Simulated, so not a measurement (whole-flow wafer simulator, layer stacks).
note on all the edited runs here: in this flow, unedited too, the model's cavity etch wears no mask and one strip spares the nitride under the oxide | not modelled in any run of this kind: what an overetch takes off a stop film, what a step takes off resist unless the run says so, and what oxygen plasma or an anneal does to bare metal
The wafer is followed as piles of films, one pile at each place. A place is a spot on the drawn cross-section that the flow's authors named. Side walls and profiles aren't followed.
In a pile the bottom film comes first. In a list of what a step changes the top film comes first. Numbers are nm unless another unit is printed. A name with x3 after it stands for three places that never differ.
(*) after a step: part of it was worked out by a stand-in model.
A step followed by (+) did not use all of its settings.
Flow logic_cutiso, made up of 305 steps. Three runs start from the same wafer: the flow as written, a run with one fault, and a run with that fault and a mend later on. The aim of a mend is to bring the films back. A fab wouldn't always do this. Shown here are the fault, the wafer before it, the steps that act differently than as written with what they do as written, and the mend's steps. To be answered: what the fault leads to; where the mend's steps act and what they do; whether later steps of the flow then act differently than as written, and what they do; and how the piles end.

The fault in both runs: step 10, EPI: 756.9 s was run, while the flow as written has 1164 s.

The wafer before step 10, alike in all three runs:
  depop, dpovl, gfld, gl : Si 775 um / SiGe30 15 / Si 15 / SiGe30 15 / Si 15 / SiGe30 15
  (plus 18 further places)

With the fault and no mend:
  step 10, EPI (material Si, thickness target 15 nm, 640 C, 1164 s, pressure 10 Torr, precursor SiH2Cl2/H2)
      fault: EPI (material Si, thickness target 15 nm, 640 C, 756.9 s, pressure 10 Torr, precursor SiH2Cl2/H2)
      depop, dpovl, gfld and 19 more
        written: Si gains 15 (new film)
        fault: Si gains 9.75 (new film)
  Steps later in the flow that act otherwise than as written (not shown: 3 more steps that differ only slightly, by at most 2% or 0.5 nm, whichever is larger):
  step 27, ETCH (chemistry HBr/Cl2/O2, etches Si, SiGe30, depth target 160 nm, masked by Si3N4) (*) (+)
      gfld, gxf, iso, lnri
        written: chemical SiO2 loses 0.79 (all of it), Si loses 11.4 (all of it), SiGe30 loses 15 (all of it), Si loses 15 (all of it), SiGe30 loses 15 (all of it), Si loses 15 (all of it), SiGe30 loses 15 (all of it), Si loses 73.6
        fault: chemical SiO2 loses 0.79 (all of it), Si loses 6.1 (all of it), SiGe30 loses 15 (all of it), Si loses 15 (all of it), SiGe30 loses 15 (all of it), Si loses 15 (all of it), SiGe30 loses 15 (all of it), Si loses 78.9
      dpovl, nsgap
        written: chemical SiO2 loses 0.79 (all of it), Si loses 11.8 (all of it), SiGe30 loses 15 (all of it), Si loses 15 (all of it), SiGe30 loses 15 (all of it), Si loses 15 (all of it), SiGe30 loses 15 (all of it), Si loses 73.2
        fault: chemical SiO2 loses 0.79 (all of it), Si loses 6.5 (all of it), SiGe30 loses 15 (all of it), Si loses 15 (all of it), SiGe30 loses 15 (all of it), Si loses 15 (all of it), SiGe30 loses 15 (all of it), Si loses 78.5
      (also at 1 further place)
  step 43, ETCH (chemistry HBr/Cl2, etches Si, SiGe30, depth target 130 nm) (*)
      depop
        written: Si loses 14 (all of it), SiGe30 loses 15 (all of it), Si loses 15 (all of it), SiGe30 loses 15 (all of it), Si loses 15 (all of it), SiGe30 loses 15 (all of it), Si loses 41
        fault: Si loses 8.77 (all of it), SiGe30 loses 15 (all of it), Si loses 15 (all of it), SiGe30 loses 15 (all of it), Si loses 15 (all of it), SiGe30 loses 15 (all of it), Si loses 46.2
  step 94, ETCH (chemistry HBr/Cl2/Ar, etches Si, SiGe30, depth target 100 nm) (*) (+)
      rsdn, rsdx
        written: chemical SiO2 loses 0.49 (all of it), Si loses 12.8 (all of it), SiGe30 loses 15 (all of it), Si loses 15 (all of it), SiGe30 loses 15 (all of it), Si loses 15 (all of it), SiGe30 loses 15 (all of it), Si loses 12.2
        fault: chemical SiO2 loses 0.49 (all of it), Si loses 7.57 (all of it), SiGe30 loses 15 (all of it), Si loses 15 (all of it), SiGe30 loses 15 (all of it), Si loses 15 (all of it), SiGe30 loses 15 (all of it), Si loses 17.4
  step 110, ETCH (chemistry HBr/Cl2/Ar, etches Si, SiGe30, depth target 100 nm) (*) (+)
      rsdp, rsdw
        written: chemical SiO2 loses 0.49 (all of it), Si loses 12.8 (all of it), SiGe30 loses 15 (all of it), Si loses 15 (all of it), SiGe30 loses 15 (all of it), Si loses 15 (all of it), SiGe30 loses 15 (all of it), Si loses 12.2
        fault: chemical SiO2 loses 0.49 (all of it), Si loses 7.57 (all of it), SiGe30 loses 15 (all of it), Si loses 15 (all of it), SiGe30 loses 15 (all of it), Si loses 15 (all of it), SiGe30 loses 15 (all of it), Si loses 17.4
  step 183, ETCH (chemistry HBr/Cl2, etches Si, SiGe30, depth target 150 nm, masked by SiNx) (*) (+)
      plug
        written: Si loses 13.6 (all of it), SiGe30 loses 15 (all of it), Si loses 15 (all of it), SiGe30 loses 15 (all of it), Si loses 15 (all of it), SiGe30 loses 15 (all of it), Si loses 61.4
        fault: Si loses 8.3 (all of it), SiGe30 loses 15 (all of it), Si loses 15 (all of it), SiGe30 loses 15 (all of it), Si loses 15 (all of it), SiGe30 loses 15 (all of it), Si loses 66.7
  By the end, the piles at gl, glp, gxn and 6 more depart from the flow's by more than 2% or 0.5 nm, whichever is larger.
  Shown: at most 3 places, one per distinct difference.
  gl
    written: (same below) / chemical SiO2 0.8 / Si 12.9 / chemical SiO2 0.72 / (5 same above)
    fault: (same below) / chemical SiO2 0.8 / Si 7.6 / chemical SiO2 0.72 / (5 same above)
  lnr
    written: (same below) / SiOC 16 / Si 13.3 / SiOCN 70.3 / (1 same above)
    fault: (same below) / SiOC 16 / Si 8.04 / SiOCN 70.3 / (1 same above)
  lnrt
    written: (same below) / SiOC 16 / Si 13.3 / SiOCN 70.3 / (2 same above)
    fault: (same below) / SiOC 16 / Si 8.04 / SiOCN 70.3 / (2 same above)

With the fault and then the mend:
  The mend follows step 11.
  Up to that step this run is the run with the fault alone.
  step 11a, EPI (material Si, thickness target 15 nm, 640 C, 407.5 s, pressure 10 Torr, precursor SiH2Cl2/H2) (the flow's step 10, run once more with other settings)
      depop, dpovl, gfld and 19 more
        Si gains 5.25
  Later steps of the flow that are run all act as written at every place that is followed.
  The piles end the same as the flow's at every place that both follow.
